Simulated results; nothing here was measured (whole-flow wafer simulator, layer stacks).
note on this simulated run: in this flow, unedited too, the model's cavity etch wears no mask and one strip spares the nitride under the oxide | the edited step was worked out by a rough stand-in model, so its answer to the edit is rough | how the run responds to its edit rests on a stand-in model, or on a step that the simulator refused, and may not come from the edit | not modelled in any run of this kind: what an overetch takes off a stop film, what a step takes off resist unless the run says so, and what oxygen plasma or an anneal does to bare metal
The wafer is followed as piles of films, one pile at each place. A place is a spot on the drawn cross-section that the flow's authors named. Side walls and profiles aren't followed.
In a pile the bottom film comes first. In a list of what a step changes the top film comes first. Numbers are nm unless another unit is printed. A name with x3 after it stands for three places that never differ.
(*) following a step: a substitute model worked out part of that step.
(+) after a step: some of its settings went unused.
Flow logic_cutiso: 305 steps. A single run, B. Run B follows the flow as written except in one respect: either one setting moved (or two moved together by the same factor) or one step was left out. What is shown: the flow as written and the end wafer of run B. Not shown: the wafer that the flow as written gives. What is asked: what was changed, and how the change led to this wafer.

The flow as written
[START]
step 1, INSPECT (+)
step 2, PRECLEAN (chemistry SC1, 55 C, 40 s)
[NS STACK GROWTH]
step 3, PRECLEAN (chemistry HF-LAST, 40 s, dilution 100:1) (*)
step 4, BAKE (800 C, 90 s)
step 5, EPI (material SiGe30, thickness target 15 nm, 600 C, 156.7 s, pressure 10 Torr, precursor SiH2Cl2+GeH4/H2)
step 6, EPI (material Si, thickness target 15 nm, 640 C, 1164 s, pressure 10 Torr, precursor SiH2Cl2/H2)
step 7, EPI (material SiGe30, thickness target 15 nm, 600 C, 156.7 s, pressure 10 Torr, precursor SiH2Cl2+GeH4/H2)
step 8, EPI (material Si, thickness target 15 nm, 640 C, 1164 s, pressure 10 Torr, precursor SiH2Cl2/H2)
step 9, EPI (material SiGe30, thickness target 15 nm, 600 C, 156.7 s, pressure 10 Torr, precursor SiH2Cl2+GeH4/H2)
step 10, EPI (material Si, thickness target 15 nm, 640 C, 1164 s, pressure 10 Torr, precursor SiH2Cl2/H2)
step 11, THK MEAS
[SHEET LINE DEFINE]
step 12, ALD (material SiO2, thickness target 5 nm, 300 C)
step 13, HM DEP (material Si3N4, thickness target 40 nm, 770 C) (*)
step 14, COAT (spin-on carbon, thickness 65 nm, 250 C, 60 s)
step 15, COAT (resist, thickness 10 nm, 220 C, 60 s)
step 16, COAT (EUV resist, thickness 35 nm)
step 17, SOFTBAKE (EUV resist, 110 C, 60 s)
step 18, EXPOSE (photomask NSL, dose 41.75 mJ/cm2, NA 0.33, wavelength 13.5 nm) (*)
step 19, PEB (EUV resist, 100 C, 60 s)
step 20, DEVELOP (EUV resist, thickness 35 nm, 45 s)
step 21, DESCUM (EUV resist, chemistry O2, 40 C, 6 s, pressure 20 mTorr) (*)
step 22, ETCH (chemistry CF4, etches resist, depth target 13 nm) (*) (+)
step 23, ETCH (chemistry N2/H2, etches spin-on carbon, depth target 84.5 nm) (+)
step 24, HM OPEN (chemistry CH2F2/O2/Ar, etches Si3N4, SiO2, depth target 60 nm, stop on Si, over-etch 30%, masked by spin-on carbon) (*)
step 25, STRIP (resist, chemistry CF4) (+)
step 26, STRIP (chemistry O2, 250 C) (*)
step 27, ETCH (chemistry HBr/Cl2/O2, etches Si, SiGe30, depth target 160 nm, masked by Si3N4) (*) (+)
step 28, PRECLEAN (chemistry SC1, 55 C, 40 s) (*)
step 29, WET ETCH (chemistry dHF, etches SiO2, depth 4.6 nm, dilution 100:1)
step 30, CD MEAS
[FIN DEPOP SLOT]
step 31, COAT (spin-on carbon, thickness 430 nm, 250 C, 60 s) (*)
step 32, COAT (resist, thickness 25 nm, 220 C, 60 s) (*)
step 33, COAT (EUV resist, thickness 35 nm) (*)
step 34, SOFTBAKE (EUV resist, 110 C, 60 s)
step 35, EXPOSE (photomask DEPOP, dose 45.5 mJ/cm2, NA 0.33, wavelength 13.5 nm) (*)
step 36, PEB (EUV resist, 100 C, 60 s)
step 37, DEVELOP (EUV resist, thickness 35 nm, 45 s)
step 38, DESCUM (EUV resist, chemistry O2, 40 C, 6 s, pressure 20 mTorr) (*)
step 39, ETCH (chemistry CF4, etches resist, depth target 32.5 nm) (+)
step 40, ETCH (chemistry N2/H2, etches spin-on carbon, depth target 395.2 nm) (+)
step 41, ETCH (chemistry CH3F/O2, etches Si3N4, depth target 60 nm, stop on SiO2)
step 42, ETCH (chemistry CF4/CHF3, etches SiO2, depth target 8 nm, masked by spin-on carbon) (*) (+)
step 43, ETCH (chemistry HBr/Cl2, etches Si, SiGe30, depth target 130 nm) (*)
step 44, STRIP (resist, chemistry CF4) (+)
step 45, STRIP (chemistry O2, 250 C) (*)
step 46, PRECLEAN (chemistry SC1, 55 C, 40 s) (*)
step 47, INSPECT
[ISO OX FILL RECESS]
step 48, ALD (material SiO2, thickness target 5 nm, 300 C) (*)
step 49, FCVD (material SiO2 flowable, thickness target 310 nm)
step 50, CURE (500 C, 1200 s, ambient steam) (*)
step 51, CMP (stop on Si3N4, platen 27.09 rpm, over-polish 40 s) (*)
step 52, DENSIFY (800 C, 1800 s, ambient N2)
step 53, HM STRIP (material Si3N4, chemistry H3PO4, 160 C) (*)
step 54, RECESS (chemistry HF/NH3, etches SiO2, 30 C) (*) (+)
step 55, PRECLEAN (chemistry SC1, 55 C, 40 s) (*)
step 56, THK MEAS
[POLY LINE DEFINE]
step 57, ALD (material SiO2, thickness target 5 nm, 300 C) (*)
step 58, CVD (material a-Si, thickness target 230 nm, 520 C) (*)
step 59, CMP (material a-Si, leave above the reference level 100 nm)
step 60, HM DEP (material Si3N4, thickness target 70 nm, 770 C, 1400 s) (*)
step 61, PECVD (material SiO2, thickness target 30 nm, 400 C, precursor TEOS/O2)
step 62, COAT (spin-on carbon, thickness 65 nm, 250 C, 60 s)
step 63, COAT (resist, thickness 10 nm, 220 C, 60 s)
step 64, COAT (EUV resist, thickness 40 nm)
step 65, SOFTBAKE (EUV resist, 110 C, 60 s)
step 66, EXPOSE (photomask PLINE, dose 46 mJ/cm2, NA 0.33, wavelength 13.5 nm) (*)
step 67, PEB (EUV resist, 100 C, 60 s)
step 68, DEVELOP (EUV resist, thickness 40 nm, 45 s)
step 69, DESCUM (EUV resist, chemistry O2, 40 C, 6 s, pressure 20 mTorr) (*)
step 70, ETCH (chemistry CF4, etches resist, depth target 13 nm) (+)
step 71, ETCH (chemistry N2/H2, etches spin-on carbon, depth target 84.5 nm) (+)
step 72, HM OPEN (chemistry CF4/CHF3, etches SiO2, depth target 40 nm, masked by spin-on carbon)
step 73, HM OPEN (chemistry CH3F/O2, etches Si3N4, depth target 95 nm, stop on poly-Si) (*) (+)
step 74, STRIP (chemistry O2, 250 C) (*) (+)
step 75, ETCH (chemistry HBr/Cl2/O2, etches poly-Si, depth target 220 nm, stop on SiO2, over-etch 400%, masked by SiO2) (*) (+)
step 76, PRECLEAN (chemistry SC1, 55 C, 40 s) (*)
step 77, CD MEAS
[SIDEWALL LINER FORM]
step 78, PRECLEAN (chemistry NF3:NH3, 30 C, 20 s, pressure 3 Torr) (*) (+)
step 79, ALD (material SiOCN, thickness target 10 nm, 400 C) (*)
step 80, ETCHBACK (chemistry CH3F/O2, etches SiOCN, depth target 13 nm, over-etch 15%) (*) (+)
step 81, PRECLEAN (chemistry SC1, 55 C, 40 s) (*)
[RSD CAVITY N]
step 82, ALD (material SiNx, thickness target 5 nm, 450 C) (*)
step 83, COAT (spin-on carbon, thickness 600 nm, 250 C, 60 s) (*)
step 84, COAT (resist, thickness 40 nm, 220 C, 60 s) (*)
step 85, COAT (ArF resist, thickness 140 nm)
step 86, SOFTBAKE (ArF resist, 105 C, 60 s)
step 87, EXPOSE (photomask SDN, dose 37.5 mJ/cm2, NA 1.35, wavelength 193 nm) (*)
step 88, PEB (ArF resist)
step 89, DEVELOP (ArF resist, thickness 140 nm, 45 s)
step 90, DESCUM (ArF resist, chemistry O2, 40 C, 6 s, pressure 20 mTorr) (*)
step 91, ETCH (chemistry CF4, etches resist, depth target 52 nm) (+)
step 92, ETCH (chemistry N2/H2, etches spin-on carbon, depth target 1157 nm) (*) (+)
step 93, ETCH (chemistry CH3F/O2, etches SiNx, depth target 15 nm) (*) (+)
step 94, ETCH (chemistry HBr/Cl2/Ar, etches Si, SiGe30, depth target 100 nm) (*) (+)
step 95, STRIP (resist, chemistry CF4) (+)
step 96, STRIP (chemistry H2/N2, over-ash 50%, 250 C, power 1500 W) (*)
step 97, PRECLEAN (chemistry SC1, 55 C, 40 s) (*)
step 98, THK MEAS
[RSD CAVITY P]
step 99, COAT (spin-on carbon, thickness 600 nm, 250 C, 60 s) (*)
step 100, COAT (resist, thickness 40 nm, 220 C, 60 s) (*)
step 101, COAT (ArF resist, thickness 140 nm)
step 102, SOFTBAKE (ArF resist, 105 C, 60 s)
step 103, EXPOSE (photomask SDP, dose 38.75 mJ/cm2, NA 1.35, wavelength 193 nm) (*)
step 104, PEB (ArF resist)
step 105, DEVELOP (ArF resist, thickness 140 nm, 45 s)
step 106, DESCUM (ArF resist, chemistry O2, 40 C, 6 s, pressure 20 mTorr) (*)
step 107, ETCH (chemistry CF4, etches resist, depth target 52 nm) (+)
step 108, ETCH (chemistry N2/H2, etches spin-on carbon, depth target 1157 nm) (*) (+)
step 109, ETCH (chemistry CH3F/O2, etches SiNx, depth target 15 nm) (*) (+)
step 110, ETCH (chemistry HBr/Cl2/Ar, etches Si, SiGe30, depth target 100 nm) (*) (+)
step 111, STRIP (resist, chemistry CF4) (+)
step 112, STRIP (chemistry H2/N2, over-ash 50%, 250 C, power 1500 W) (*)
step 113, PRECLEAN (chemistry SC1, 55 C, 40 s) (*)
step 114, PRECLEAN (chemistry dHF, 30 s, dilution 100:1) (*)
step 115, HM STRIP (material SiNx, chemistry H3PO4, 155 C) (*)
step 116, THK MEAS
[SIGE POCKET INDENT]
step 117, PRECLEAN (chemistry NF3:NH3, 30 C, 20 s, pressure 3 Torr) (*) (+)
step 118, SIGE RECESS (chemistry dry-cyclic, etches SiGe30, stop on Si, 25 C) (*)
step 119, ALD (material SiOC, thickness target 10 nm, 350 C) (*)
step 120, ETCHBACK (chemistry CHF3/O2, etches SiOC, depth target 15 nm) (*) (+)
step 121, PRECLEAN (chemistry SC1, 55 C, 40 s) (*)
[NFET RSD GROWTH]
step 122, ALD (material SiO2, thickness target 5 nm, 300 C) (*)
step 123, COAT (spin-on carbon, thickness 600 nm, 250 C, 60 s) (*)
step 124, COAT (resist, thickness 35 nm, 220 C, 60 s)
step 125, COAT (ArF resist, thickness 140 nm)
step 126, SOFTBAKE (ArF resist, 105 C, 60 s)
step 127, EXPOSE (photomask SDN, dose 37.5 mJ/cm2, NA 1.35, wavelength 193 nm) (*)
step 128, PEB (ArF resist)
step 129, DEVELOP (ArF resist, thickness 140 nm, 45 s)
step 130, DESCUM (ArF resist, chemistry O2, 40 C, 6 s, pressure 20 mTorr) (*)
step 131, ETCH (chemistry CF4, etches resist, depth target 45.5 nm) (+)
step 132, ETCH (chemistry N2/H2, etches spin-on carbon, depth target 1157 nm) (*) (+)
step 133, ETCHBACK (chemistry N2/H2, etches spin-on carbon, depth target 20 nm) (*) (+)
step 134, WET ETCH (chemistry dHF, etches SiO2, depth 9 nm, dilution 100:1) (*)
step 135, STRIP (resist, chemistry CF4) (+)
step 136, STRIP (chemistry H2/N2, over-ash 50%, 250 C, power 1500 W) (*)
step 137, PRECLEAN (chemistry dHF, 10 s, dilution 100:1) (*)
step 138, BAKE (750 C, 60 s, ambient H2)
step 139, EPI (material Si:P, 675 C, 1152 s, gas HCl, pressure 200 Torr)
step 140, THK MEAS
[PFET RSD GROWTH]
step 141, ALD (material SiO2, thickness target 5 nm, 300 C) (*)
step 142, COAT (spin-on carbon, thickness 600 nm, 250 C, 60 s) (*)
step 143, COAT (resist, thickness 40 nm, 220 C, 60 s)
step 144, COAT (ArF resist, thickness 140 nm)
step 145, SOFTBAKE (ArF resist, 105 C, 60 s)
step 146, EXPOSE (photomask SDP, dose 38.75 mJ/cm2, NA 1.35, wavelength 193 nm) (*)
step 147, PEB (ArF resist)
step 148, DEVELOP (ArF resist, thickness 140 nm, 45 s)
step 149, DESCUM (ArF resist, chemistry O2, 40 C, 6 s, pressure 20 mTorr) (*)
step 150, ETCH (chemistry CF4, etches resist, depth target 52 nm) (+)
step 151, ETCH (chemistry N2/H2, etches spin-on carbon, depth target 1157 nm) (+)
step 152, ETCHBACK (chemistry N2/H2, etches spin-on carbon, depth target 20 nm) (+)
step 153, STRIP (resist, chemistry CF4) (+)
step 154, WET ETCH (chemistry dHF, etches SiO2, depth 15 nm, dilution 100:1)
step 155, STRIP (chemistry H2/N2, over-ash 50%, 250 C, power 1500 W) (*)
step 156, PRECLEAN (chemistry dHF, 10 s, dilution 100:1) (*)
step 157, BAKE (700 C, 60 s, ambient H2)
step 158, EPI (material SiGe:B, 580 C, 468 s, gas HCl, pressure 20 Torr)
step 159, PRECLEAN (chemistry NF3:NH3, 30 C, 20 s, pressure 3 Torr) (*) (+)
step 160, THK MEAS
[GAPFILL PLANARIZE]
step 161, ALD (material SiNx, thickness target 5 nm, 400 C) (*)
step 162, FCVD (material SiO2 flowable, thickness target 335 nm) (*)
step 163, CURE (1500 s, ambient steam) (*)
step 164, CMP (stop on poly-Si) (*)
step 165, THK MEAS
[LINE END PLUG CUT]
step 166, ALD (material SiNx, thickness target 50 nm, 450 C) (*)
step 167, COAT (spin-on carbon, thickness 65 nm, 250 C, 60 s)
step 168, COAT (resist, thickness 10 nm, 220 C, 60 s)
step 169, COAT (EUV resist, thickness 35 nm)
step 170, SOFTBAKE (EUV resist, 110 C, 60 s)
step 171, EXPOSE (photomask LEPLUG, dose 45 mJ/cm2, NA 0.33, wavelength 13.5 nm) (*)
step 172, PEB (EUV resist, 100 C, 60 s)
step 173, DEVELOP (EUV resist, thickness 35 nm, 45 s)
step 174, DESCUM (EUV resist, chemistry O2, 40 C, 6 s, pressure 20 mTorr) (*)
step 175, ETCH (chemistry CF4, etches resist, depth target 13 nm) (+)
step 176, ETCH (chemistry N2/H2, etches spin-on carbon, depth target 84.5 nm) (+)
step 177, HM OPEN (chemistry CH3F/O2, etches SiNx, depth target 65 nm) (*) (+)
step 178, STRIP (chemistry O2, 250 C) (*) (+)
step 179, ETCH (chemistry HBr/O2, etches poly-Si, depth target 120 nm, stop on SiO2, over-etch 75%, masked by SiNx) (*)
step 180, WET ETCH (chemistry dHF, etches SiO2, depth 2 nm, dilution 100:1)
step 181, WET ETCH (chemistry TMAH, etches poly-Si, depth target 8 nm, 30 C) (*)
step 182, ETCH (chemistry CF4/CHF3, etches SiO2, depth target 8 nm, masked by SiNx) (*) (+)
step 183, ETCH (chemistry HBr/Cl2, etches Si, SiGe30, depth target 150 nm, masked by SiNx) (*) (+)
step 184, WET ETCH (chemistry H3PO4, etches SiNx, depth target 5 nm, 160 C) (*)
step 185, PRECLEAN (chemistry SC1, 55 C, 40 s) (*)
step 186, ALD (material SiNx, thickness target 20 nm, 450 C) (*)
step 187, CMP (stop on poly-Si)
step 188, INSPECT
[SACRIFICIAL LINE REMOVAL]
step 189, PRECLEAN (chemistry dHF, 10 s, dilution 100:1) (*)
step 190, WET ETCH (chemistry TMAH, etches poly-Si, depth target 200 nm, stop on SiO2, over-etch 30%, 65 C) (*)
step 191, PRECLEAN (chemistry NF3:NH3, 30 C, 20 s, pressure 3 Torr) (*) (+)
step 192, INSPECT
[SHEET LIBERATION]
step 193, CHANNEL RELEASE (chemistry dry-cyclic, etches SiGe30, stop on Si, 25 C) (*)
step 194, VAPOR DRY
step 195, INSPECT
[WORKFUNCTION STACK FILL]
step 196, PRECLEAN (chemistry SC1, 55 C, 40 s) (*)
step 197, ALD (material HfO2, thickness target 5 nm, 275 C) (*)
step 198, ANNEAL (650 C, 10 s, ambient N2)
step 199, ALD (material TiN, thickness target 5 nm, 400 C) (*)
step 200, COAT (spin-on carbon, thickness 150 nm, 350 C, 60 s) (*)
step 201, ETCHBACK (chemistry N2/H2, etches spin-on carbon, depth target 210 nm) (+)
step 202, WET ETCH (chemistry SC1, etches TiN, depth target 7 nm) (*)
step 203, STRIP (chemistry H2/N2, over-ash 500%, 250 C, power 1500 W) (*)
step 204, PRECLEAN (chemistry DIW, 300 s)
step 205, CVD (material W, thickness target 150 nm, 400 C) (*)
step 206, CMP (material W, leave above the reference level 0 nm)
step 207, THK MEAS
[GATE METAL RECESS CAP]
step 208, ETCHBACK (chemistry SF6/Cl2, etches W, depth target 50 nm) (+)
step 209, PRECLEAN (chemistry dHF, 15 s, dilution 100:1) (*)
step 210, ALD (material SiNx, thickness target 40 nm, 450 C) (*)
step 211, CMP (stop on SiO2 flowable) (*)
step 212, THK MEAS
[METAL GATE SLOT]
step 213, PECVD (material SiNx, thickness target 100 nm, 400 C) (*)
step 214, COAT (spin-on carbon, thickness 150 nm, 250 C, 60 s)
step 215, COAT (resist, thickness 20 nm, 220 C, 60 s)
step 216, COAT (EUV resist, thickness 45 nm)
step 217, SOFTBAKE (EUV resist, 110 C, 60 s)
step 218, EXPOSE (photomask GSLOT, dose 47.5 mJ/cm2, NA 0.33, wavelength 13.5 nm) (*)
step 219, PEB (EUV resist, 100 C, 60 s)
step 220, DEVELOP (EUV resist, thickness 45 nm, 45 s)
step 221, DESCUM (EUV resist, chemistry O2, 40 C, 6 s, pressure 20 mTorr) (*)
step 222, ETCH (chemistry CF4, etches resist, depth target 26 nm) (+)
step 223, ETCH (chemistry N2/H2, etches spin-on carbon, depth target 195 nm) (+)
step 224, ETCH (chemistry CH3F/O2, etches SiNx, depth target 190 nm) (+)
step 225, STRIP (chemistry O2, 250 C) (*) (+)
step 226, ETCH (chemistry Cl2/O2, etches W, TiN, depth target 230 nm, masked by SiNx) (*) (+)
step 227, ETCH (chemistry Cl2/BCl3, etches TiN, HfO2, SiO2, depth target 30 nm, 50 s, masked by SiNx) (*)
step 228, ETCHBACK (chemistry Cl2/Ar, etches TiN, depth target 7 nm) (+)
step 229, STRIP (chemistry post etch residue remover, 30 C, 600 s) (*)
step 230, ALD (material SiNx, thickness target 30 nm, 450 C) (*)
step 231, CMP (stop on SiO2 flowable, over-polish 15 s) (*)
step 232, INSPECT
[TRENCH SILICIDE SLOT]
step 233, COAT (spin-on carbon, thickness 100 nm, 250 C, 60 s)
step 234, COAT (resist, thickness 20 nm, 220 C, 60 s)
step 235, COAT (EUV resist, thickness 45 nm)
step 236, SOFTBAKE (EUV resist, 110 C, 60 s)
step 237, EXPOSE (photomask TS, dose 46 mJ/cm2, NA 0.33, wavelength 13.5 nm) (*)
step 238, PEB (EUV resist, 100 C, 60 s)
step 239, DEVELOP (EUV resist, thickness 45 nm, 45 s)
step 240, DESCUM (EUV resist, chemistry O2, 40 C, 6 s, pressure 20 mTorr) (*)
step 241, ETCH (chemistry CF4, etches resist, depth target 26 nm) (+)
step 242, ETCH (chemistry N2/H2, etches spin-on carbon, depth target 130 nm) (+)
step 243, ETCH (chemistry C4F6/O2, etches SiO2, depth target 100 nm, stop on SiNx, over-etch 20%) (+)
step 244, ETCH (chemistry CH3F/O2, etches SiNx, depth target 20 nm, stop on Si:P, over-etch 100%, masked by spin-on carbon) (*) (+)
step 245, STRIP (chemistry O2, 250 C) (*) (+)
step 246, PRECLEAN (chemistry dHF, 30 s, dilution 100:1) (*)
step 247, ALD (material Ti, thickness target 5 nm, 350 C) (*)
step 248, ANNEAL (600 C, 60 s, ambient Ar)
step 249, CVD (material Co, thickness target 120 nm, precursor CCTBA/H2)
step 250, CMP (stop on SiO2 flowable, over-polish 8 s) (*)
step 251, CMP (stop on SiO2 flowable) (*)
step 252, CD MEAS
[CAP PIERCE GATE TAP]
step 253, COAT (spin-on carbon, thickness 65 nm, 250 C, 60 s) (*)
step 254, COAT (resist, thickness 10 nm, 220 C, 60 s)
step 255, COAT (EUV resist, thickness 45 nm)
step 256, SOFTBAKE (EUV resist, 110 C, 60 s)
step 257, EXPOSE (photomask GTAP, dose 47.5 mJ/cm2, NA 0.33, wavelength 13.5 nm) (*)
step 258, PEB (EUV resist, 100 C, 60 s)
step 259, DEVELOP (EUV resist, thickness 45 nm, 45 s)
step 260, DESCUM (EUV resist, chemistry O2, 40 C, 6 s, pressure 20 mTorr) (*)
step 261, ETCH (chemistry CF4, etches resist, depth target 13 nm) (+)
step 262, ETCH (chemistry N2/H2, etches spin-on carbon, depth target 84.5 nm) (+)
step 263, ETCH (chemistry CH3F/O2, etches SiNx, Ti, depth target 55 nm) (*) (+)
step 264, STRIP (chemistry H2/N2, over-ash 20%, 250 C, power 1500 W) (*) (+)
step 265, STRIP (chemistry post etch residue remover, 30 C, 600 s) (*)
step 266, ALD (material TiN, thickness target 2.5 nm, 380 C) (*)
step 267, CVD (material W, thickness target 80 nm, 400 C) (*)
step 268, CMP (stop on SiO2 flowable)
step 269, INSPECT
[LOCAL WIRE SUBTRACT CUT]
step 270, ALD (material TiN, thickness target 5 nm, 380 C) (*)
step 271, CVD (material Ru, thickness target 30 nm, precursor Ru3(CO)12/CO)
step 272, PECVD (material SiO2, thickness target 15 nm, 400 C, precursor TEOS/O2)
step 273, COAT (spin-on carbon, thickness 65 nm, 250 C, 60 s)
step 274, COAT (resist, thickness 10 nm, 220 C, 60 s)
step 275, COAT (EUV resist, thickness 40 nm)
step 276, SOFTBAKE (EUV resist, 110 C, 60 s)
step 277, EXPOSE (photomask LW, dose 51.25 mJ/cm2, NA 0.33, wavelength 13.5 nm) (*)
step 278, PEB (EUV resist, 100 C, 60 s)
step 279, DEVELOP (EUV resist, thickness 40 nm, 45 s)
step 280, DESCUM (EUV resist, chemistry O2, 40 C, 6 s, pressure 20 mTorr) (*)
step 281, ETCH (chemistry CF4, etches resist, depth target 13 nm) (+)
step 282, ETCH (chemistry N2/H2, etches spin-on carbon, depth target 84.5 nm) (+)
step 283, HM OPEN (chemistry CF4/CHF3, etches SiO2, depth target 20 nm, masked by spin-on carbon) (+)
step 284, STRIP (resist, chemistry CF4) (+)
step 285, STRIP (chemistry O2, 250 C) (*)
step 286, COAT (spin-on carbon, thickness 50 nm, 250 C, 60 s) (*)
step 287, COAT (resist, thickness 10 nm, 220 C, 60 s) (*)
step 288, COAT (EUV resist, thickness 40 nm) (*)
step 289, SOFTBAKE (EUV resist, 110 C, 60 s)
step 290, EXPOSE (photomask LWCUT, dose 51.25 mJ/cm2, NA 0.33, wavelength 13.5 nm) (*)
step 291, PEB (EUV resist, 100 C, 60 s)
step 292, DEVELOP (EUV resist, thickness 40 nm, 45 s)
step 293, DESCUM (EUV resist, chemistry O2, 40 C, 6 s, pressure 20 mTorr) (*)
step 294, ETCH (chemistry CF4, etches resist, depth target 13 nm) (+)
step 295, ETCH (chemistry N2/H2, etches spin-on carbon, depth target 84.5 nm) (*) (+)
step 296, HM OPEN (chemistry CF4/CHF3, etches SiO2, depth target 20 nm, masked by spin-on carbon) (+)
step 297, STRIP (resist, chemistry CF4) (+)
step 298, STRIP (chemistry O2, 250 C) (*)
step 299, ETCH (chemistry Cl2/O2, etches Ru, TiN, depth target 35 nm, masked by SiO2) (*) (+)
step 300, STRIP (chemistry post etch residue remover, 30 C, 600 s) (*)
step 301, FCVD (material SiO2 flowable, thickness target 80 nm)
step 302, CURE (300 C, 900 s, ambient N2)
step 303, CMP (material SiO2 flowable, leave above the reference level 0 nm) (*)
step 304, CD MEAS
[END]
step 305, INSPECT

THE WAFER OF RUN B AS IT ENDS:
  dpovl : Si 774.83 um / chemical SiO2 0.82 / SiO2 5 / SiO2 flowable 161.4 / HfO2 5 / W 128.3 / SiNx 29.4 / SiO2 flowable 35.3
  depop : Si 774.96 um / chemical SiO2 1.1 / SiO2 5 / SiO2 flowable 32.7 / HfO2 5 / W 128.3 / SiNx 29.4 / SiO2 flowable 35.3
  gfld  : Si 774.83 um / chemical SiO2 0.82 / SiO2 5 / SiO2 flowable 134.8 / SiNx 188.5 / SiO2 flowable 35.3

The reason: step 27, ETCH: depth target 256 nm was run, though the flow has depth target 160 nm.

How this came from the change, step by step:
  step 27, ETCH (chemistry HBr/Cl2/O2, etches Si, SiGe30, depth target 160 nm, masked by Si3N4) (*) (+)
      depop, gl, glp and 12 more: Si3N4 loses 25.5 (in the flow as written it would be: Si3N4 loses 16.8)
      gfld, gxf, iso, lnri: chemical SiO2 loses 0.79 (all of it), Si loses 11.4 (all of it), SiGe30 loses 15 (all of it), Si loses 15 (all of it), SiGe30 loses 15 (all of it), Si loses 15 (all of it), SiGe30 loses 15 (all of it), Si loses 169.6 (in the flow as written it would be: chemical SiO2 loses 0.79 (all of it), Si loses 11.4 (all of it), SiGe30 loses 15 (all of it), Si loses 15 (all of it), SiGe30 loses 15 (all of it), Si loses 15 (all of it), SiGe30 loses 15 (all of it), Si loses 73.6)
      (as well as at 3 more places)
  step 31, COAT (spin-on carbon, thickness 430 nm, 250 C, 60 s) (*)
      depop, ns: spin-on carbon gains 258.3 (new film) (in the flow as written it would be: spin-on carbon gains 312 (new film))
      dpovl, nsgap: spin-on carbon gains 537.3 (new film) (in the flow as written it would be: spin-on carbon gains 503.7 (new film))
      (as well as at 18 more places)
  step 40, ETCH (chemistry N2/H2, etches spin-on carbon, depth target 395.2 nm) (+)
      depop: spin-on carbon loses 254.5 (all of it), Si3N4 loses 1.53 (in the flow as written it would be: spin-on carbon loses 308.2 (all of it), Si3N4 loses 0.95)
  step 41, ETCH (chemistry CH3F/O2, etches Si3N4, depth target 60 nm, stop on SiO2)
      gfld, gl, glp and 17 more: resist loses 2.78 (in the flow as written it would be: resist loses 4.65)
      depop: Si3N4 loses 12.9 (all of it), SiO2 loses 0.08 (in the flow as written it would be: Si3N4 loses 22.2 (all of it), SiO2 loses 0.08)
      (as well as at 1 more place)
  step 42, ETCH (chemistry CF4/CHF3, etches SiO2, depth target 8 nm, masked by spin-on carbon) (*) (+)
      gl: resist loses 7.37 (in the flow as written it would be: resist loses 6.54 (all of it), spin-on carbon loses 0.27)
      glp: resist loses 7.29 (all of it) (in the flow as written it would be: resist loses 5.75 (all of it), spin-on carbon loses 0.52)
      (as well as at 16 more places)
  step 43, ETCH (chemistry HBr/Cl2, etches Si, SiGe30, depth target 130 nm) (*)
      gl: resist loses 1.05 (all of it), spin-on carbon loses 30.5 (in the flow as written it would be: spin-on carbon loses 32)
      gxf: resist loses 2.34 (all of it), spin-on carbon loses 28.7 (in the flow as written it would be: spin-on carbon loses 32)
      (as well as at 10 more places)
  step 45, STRIP (chemistry O2, 250 C) (*)
      gfld, lnri: chemical SiO2 gains 0.83 (new film), spin-on carbon loses 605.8 (all of it), Si loses 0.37 (in the flow as written it would be: chemical SiO2 gains 0.82 (new film), spin-on carbon loses 538.7 (all of it), Si loses 0.36)
      glp, tap: spin-on carbon loses 325.5 (all of it) (in the flow as written it would be: spin-on carbon loses 347.6 (all of it))
      (as well as at 17 more places)
  step 49, FCVD (material SiO2 flowable, thickness target 310 nm)
      gl, glp, gxn and 10 more: SiO2 flowable gains 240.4 (new film) (in the flow as written it would be: SiO2 flowable gains 262.2 (new film))
      gfld, gxf, iso, lnri: SiO2 flowable gains 519.4 (new film) (in the flow as written it would be: SiO2 flowable gains 453.9 (new film))
      (as well as at 5 more places)
  step 50, CURE (500 C, 1200 s, ambient steam) (*)
      depop: SiO2 flowable loses 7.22 (in the flow as written it would be: SiO2 flowable loses 7.92)
      dpovl: SiO2 flowable loses 7.23 (in the flow as written it would be: SiO2 flowable loses 7.92)
      (as well as at 13 more places)
  step 51, CMP (stop on Si3N4, platen 27.09 rpm, over-polish 40 s) (*)
      lnrt, rsdn, tap: SiO2 flowable loses 233.1 (all of it), SiO2 loses 5 (all of it), Si3N4 loses 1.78 (in the flow as written it would be: SiO2 flowable loses 254.2 (all of it), SiO2 loses 5 (all of it), Si3N4 loses 1.78)
      gxn, gxp: SiO2 flowable loses 231.6 (all of it), SiO2 loses 5 (all of it), Si3N4 loses 1.78 (in the flow as written it would be: SiO2 flowable loses 253 (all of it), SiO2 loses 5 (all of it), Si3N4 loses 1.78)
      (as well as at 17 more places)
  step 52, DENSIFY (800 C, 1800 s, ambient N2)
      gfld, gxf, iso, lnri: SiO2 flowable loses 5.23 (in the flow as written it would be: SiO2 flowable loses 3.15)
      dpovl: SiO2 flowable loses 3.78 (in the flow as written it would be: SiO2 flowable loses 2.82)
      (as well as at 2 more places)
  step 53, HM STRIP (material Si3N4, chemistry H3PO4, 160 C) (*)
      gl, glp, gxn and 11 more: Si3N4 loses 12.7 (all of it), SiO2 loses 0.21 (in the flow as written it would be: Si3N4 loses 21.4 (all of it), SiO2 loses 0.36)
      depop, dpovl, gfld, gxf, iso, isow, lnri, nsgap: SiO2 flowable loses 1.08 (in the flow as written it would be: SiO2 flowable loses 1.82)
  step 54, RECESS (chemistry HF/NH3, etches SiO2, 30 C) (*) (+)
      gfld, gxf, iso, lnri: SiO2 flowable loses 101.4 (in the flow as written it would be: SiO2 flowable loses 111.4)
      depop: SiO2 flowable loses 104.1 (in the flow as written it would be: SiO2 flowable loses 111.9)
      (as well as at 3 more places)
